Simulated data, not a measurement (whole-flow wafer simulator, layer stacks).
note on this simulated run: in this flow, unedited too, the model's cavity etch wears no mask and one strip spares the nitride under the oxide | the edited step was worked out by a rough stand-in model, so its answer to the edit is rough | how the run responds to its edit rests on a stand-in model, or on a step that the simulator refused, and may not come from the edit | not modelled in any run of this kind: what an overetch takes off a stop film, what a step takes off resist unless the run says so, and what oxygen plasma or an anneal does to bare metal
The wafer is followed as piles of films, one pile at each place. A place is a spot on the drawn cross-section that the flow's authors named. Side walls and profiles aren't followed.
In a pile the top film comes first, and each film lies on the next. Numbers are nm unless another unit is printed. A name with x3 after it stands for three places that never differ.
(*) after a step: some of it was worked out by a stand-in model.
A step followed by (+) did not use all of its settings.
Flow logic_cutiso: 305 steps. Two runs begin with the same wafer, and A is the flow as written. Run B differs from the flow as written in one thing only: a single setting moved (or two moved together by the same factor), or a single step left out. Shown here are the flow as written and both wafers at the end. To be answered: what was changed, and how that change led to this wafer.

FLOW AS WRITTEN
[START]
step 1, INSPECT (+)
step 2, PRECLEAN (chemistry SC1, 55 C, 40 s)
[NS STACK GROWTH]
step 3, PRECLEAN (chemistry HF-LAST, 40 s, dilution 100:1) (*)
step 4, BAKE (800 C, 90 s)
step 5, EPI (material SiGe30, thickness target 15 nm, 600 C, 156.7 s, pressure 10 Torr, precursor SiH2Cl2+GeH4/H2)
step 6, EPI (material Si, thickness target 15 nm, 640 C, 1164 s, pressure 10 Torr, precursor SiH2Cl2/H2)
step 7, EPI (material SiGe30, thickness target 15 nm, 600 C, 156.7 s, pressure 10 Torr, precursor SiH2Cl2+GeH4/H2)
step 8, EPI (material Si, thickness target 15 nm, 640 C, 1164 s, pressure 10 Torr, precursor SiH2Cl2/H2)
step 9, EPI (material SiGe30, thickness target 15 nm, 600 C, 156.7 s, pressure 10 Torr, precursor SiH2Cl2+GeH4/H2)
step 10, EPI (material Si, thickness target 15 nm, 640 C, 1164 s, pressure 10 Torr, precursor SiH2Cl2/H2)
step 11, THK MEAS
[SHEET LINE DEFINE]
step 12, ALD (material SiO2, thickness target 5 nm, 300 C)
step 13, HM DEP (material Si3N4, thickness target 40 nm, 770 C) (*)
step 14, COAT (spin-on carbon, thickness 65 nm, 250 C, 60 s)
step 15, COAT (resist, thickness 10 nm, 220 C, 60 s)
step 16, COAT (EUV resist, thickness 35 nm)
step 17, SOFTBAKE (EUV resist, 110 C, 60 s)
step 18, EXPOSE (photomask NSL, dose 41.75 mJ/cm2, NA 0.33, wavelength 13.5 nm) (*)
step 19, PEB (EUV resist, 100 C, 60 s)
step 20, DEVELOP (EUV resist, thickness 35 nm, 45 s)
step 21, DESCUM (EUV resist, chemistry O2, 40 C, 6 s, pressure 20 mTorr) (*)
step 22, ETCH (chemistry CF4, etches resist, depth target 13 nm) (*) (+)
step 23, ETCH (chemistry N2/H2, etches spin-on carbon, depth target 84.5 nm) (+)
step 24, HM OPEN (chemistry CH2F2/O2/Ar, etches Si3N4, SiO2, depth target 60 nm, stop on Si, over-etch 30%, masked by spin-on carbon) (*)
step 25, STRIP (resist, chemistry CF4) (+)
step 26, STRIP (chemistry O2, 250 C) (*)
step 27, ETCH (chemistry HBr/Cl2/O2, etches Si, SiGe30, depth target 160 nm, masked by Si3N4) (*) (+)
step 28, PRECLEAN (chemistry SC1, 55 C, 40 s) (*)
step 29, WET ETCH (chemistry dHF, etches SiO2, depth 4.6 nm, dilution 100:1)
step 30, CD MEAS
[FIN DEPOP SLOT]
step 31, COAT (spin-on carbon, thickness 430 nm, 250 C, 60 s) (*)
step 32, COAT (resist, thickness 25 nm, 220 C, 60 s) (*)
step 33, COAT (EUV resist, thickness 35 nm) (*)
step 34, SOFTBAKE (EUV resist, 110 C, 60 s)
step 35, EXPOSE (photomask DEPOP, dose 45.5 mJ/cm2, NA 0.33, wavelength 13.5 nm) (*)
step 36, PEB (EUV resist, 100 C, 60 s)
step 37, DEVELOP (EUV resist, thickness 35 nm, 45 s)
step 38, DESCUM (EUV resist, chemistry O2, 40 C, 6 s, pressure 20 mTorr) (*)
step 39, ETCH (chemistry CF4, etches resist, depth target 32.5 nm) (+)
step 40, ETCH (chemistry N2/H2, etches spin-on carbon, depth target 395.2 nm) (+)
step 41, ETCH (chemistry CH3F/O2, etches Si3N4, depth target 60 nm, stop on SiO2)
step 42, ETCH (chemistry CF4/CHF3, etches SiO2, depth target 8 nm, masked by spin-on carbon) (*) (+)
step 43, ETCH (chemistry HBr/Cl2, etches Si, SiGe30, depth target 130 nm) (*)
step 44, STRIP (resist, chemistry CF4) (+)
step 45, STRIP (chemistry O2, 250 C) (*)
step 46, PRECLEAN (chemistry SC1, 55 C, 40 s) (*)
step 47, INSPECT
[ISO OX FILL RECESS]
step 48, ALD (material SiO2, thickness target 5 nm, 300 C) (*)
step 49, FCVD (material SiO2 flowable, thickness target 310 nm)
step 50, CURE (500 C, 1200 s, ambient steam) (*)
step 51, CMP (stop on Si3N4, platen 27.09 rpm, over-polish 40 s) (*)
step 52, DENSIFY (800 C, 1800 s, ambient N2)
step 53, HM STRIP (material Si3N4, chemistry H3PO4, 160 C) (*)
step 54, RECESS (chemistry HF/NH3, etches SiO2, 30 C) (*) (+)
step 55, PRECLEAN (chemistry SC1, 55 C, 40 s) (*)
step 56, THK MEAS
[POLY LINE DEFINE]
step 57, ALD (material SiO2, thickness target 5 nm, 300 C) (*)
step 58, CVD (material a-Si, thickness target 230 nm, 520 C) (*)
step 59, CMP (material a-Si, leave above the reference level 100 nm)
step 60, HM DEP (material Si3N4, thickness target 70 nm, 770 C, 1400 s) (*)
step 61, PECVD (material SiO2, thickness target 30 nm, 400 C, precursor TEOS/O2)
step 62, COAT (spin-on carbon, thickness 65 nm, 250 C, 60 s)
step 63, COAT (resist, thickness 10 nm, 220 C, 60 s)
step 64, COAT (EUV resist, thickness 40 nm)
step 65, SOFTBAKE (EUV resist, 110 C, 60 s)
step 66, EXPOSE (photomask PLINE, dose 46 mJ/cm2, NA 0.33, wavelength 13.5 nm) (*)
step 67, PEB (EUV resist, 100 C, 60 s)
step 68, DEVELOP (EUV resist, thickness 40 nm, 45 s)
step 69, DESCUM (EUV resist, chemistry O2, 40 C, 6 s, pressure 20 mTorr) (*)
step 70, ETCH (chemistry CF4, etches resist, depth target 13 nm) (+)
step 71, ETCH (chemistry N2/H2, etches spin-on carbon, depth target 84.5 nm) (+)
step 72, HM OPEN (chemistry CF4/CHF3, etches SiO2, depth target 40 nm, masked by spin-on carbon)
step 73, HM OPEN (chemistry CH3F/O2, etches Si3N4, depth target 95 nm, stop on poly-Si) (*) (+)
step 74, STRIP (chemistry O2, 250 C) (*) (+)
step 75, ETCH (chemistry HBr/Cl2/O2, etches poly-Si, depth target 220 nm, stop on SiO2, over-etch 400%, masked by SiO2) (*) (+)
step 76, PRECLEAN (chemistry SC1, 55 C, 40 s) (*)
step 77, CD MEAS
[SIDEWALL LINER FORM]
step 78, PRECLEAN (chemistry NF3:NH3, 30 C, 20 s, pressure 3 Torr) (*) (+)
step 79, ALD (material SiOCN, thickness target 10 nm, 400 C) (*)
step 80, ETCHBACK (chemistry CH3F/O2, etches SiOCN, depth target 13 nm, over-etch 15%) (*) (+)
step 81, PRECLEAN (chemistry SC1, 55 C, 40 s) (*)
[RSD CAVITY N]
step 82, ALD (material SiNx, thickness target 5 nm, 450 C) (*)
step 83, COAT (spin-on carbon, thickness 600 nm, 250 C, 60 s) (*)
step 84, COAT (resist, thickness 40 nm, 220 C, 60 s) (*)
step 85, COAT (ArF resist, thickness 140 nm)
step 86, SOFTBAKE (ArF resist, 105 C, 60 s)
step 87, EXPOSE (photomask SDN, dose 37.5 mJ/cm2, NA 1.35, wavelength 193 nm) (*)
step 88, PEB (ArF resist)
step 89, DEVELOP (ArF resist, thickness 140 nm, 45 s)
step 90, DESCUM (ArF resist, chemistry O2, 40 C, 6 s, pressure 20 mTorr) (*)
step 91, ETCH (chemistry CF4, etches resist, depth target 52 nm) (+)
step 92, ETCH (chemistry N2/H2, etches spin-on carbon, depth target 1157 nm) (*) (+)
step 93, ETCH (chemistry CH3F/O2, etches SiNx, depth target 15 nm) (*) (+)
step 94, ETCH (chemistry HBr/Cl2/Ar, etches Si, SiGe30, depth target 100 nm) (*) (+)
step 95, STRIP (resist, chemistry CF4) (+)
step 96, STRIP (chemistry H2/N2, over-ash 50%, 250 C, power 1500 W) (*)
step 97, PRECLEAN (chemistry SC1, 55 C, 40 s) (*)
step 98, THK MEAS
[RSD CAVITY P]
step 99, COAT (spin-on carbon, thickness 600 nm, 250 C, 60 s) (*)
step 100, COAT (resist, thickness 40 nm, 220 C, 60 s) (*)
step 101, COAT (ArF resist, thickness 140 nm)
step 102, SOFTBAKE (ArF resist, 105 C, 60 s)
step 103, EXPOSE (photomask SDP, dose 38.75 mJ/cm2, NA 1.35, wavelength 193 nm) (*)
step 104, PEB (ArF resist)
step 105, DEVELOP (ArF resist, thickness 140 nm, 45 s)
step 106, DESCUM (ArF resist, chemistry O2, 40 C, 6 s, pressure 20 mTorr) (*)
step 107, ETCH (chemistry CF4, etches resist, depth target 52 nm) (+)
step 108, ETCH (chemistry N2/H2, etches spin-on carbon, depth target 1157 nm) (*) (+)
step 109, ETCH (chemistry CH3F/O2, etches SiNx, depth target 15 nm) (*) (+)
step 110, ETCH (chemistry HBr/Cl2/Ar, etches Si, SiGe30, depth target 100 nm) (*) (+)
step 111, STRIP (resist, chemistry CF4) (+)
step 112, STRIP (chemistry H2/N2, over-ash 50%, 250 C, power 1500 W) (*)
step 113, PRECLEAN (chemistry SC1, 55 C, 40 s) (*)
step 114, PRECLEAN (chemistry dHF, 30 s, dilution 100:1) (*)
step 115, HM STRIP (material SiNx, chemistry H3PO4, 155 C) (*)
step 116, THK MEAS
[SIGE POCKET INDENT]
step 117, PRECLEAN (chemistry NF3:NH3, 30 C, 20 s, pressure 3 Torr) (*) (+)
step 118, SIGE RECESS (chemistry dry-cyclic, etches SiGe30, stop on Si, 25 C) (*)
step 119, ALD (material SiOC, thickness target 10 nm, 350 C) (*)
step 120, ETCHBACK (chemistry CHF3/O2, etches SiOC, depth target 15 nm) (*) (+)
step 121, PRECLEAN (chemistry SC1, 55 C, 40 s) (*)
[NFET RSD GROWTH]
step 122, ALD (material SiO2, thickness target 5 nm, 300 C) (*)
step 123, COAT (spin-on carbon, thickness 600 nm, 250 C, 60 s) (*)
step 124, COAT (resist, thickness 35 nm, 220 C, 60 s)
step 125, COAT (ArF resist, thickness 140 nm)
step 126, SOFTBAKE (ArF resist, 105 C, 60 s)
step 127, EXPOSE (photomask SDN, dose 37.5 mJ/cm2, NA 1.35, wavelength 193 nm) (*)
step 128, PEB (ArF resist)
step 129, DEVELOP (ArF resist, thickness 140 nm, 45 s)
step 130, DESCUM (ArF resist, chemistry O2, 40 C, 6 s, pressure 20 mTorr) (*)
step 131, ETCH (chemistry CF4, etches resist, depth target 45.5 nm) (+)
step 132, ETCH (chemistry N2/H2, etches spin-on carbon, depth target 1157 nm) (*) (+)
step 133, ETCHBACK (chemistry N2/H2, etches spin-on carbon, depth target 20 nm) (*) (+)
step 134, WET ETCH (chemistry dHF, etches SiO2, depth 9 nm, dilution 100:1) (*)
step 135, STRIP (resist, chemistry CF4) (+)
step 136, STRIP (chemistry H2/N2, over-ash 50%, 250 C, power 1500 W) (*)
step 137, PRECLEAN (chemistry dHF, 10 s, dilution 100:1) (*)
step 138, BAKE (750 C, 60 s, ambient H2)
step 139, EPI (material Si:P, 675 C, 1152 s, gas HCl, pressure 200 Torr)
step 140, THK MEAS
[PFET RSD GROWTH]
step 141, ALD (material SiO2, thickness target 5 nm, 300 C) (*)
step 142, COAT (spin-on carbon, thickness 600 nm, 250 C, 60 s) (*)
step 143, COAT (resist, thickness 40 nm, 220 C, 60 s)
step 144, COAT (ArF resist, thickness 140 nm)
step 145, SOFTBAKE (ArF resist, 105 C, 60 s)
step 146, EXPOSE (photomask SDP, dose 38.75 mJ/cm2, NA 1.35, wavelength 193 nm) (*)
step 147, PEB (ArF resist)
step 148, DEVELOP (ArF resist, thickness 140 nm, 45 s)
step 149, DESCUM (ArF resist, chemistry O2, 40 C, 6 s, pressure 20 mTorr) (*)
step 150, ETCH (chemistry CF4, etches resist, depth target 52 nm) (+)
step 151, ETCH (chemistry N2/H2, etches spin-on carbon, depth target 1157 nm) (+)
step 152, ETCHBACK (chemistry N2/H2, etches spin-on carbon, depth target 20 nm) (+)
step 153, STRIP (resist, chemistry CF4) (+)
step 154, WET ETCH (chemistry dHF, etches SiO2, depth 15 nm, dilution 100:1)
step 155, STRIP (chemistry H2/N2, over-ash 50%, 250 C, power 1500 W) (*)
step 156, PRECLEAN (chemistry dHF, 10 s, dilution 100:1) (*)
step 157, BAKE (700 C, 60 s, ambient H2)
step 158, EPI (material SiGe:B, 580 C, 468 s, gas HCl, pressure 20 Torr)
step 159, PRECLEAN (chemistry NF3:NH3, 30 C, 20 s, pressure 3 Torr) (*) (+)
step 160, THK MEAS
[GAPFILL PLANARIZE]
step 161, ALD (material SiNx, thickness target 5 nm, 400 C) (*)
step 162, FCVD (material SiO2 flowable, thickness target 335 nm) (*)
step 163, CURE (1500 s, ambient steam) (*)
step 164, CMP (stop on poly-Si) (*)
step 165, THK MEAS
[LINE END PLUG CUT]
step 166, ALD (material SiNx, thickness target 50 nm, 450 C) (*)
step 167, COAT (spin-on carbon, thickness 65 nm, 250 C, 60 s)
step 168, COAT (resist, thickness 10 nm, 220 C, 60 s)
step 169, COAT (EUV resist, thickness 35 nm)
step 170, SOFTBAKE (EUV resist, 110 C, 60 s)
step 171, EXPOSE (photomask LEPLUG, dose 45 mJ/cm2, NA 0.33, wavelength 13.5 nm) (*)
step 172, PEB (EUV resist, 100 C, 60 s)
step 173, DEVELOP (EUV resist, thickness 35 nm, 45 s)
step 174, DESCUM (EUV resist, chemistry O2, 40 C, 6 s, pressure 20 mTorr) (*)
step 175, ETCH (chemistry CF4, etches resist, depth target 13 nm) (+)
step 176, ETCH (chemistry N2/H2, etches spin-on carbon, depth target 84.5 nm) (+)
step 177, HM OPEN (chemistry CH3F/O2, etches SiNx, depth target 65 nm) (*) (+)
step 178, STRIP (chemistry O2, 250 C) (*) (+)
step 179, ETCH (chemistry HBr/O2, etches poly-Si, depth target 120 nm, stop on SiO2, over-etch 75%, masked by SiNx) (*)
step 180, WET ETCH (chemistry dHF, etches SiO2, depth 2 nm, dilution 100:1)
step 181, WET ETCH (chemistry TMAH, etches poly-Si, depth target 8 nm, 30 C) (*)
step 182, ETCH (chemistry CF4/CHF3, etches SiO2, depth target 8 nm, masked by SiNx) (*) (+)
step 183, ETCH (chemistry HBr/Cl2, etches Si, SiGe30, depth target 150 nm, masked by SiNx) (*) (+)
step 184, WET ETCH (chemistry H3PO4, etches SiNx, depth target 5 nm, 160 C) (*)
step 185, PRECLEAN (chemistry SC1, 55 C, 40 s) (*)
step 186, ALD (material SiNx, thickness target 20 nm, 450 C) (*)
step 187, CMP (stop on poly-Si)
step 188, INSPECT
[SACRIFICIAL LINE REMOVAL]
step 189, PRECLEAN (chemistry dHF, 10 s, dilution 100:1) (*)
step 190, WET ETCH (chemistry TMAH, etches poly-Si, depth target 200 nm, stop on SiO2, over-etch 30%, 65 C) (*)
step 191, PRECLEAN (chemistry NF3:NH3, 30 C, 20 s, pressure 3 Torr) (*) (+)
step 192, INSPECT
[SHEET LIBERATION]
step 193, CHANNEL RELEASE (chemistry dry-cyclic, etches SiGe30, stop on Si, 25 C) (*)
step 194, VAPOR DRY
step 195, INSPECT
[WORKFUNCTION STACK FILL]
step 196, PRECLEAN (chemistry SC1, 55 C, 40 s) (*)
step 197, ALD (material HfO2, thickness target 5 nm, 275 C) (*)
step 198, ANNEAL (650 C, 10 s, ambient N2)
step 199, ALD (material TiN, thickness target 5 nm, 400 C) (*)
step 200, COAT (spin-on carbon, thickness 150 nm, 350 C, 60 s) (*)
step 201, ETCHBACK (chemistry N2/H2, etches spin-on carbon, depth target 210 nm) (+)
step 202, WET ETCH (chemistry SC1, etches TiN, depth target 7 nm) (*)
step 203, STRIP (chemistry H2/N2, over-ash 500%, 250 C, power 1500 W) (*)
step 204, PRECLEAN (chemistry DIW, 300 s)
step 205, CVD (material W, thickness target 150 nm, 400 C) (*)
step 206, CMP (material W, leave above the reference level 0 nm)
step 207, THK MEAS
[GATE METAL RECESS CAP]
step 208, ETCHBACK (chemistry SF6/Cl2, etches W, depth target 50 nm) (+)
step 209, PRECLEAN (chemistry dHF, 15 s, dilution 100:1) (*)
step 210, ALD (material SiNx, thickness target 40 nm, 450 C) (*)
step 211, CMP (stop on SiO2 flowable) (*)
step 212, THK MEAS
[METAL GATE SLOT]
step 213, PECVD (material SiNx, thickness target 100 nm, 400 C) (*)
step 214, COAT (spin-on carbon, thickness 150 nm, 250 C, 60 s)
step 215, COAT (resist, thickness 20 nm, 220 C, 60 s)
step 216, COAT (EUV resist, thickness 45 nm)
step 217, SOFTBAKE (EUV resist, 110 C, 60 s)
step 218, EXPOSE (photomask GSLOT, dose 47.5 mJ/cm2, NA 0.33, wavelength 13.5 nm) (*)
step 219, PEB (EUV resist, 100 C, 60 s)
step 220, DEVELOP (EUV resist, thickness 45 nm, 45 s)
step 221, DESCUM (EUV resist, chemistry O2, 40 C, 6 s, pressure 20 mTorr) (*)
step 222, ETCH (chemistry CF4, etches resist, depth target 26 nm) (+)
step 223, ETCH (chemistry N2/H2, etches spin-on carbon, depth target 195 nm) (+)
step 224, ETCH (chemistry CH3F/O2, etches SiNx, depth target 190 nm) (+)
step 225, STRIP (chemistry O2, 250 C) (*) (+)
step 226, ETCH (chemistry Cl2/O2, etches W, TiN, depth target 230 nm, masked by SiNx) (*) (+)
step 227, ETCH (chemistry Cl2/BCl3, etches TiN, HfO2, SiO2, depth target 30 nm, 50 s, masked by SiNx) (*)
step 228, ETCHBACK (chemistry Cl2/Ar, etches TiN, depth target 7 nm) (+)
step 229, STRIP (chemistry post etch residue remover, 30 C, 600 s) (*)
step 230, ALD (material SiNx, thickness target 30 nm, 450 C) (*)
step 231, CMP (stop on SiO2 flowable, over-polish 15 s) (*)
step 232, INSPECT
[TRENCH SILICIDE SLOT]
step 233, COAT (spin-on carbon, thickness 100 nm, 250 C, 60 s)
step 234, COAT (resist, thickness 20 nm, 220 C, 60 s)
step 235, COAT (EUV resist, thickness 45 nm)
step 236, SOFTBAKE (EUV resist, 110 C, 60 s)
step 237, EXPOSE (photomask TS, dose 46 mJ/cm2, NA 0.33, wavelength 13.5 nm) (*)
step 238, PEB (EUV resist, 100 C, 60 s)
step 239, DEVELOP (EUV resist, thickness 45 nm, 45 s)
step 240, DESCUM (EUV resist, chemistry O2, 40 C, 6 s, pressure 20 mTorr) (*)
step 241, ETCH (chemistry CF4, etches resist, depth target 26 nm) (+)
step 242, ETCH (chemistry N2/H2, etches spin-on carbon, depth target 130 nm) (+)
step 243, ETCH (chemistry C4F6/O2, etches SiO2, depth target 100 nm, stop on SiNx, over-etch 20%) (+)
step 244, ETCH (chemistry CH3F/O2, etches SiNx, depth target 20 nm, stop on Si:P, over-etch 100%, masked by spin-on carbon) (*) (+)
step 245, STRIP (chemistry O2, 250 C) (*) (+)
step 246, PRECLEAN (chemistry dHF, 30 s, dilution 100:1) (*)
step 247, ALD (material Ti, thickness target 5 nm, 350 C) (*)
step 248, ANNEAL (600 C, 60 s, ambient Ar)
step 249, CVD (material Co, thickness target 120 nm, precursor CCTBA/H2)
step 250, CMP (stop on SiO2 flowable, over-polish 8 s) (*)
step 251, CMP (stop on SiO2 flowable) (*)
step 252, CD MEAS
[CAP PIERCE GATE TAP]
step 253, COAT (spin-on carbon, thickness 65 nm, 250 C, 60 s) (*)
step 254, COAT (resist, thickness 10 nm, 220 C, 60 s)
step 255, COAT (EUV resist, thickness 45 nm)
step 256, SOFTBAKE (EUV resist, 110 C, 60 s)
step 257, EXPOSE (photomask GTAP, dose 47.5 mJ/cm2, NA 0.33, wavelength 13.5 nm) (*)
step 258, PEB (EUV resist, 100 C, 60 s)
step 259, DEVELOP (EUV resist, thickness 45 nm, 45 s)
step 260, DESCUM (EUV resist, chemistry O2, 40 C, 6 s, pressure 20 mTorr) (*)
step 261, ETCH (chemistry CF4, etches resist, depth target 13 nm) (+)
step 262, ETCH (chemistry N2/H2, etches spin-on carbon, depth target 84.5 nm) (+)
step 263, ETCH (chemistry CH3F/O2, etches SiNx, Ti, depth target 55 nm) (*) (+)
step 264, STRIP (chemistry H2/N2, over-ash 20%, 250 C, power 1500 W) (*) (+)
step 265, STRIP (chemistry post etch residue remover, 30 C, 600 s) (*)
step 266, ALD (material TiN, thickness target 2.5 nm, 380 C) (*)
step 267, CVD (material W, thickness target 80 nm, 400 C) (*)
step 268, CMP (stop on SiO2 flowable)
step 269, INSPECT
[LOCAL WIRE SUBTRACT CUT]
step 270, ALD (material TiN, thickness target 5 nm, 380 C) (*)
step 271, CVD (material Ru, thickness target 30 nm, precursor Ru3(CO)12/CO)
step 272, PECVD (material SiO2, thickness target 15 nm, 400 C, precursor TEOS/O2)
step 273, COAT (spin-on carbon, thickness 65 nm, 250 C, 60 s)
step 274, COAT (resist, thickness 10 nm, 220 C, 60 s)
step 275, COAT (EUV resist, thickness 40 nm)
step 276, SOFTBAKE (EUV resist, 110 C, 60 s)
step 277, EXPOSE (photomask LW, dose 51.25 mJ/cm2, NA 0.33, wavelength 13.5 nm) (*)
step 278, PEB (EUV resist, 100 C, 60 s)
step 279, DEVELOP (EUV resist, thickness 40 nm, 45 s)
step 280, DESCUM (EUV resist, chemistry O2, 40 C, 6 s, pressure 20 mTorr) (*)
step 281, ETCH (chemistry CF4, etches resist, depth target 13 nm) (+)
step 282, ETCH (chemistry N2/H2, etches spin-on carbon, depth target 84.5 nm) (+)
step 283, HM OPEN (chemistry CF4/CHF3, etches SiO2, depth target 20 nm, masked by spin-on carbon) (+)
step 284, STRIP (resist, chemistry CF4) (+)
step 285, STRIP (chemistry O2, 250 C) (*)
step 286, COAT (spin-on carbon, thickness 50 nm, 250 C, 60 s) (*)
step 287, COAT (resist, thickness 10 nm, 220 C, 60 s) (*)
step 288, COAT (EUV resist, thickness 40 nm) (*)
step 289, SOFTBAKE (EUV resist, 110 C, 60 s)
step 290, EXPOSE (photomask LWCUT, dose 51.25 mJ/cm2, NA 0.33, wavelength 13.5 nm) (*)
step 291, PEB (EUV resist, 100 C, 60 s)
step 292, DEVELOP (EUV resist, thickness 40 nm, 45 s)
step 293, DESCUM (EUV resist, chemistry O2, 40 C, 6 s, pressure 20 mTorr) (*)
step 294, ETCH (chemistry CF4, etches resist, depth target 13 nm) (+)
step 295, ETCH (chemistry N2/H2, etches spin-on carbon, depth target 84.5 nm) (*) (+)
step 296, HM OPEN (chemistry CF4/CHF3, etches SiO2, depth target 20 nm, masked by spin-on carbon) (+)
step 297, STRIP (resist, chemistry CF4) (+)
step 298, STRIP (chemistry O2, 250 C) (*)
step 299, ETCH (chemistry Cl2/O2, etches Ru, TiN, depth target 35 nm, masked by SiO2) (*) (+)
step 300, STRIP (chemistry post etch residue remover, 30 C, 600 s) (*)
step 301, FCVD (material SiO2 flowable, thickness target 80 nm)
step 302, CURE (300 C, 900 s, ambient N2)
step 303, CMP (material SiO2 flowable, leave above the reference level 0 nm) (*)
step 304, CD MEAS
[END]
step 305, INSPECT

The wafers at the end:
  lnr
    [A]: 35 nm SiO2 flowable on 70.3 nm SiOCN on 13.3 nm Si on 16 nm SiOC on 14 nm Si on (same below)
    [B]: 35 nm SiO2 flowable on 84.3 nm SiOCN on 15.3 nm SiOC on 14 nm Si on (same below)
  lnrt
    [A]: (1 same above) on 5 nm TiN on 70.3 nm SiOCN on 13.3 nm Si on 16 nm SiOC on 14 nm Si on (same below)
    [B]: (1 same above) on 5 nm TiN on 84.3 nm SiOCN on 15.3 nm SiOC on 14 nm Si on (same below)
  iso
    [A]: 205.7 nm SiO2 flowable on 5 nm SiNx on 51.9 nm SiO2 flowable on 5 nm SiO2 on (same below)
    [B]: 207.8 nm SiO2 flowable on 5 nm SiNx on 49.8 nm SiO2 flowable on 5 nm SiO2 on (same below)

Cause: step 75, ETCH: depth target 302.5 nm was run, whereas the flow has depth target 220 nm.

The path from the change to this, step by step:
  step 75, ETCH (chemistry HBr/Cl2/O2, etches poly-Si, depth target 220 nm, stop on SiO2, over-etch 400%, masked by SiO2) (*) (+)
      lnr, lnrp, lnrt, rsdn, rsdp, rsdw, rsdx: A -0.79 chemical SiO2 (all of it), -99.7 poly-Si (all of it), -5 SiO2 (all of it) | B -0.79 chemical SiO2 (all of it), -99.7 poly-Si (all of it), -5 SiO2 (all of it), -0.49 chemical SiO2 (all of it), -13.9 Si (all of it)
      iso, lnri: A -0.79 chemical SiO2 (all of it), -189.1 poly-Si (all of it), -4.55 SiO2 | B -0.79 chemical SiO2 (all of it), -189.1 poly-Si (all of it), -5 SiO2 (all of it), -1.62 SiO2 flowable
  step 80, ETCHBACK (chemistry CH3F/O2, etches SiOCN, depth target 13 nm, over-etch 15%) (*) (+)
      rsdn, rsdp, rsdw, rsdx: A -10 SiOCN (all of it), -0.7 Si | B -10 SiOCN (all of it), -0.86 SiGe30
      lnr, lnrp, lnrt: A +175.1 SiOCN | B +189.1 SiOCN
  step 94, ETCH (chemistry HBr/Cl2/Ar, etches Si, SiGe30, depth target 100 nm) (*) (+)
      rsdn, rsdx: A -0.49 chemical SiO2 (all of it), -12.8 Si (all of it), -15 SiGe30 (all of it), -15 Si (all of it), -15 SiGe30 (all of it), -15 Si (all of it), -15 SiGe30 (all of it), -12.2 Si | B -0.49 chemical SiO2 (all of it), -13.7 SiGe30 (all of it), -15 Si (all of it), -15 SiGe30 (all of it), -15 Si (all of it), -15 SiGe30 (all of it), -26.3 Si
  step 110, ETCH (chemistry HBr/Cl2/Ar, etches Si, SiGe30, depth target 100 nm) (*) (+)
      rsdp, rsdw: A -0.49 chemical SiO2 (all of it), -12.8 Si (all of it), -15 SiGe30 (all of it), -15 Si (all of it), -15 SiGe30 (all of it), -15 Si (all of it), -15 SiGe30 (all of it), -12.2 Si | B -0.49 chemical SiO2 (all of it), -13.7 SiGe30 (all of it), -15 Si (all of it), -15 SiGe30 (all of it), -15 Si (all of it), -15 SiGe30 (all of it), -26.3 Si
  step 118, SIGE RECESS (chemistry dry-cyclic, etches SiGe30, stop on Si, 25 C) (*)
      lnr, lnrp, lnrt: A -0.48 SiOCN, -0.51 Si, +16 cavity (new film), -15 SiGe30 (all of it), -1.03 Si, +16 cavity (new film), -15 SiGe30 (all of it), -1.03 Si, +16 cavity (new film), -15 SiGe30 (all of it), -0.51 Si | B -0.48 SiOCN, +15.3 cavity (new film), -14.8 SiGe30 (all of it), -1.03 Si, +16 cavity (new film), -15 SiGe30 (all of it), -1.03 Si, +16 cavity (new film), -15 SiGe30 (all of it), -0.51 Si
  step 119, ALD (material SiOC, thickness target 10 nm, 350 C) (*)
      lnr, lnrp, lnrt: A +10 SiOC (new film), +16 SiOC (new film), -16 cavity (all of it), +16 SiOC (new film), -16 cavity (all of it), +16 SiOC (new film), -16 cavity (all of it) | B +10 SiOC (new film), +15.3 SiOC (new film), -15.3 cavity (all of it), +16 SiOC (new film), -16 cavity (all of it), +16 SiOC (new film), -16 cavity (all of it)
  step 135, STRIP (resist, chemistry CF4) (+)
      gl: A -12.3 Si3N4 | B -11.7 Si3N4
  step 139, EPI (material Si:P, 675 C, 1152 s, gas HCl, pressure 200 Torr)
      rsdn, rsdx: A +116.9 Si:P (new film) | B +131 Si:P (new film)
  step 141, ALD (material SiO2, thickness target 5 nm, 300 C) (*)
      gxn: A +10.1 SiO2 (new film) | B +6.14 SiO2 (new film)
  step 158, EPI (material SiGe:B, 580 C, 468 s, gas HCl, pressure 20 Torr)
      rsdp, rsdw: A +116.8 SiGe:B (new film) | B +131 SiGe:B (new film)
  step 159, PRECLEAN (chemistry NF3:NH3, 30 C, 20 s, pressure 3 Torr) (*) (+)
      gxn: A -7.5 SiO2 | B -4.62 SiO2 (all of it), -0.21 Si3N4
  step 164, CMP (stop on poly-Si) (*)
      gxn: A -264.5 SiO2 flowable (all of it), -5 SiNx (all of it), -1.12 SiO2 (all of it), -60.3 Si3N4 (all of it) | B -265.4 SiO2 flowable (all of it), -5 SiNx (all of it), -60.4 Si3N4 (all of it)
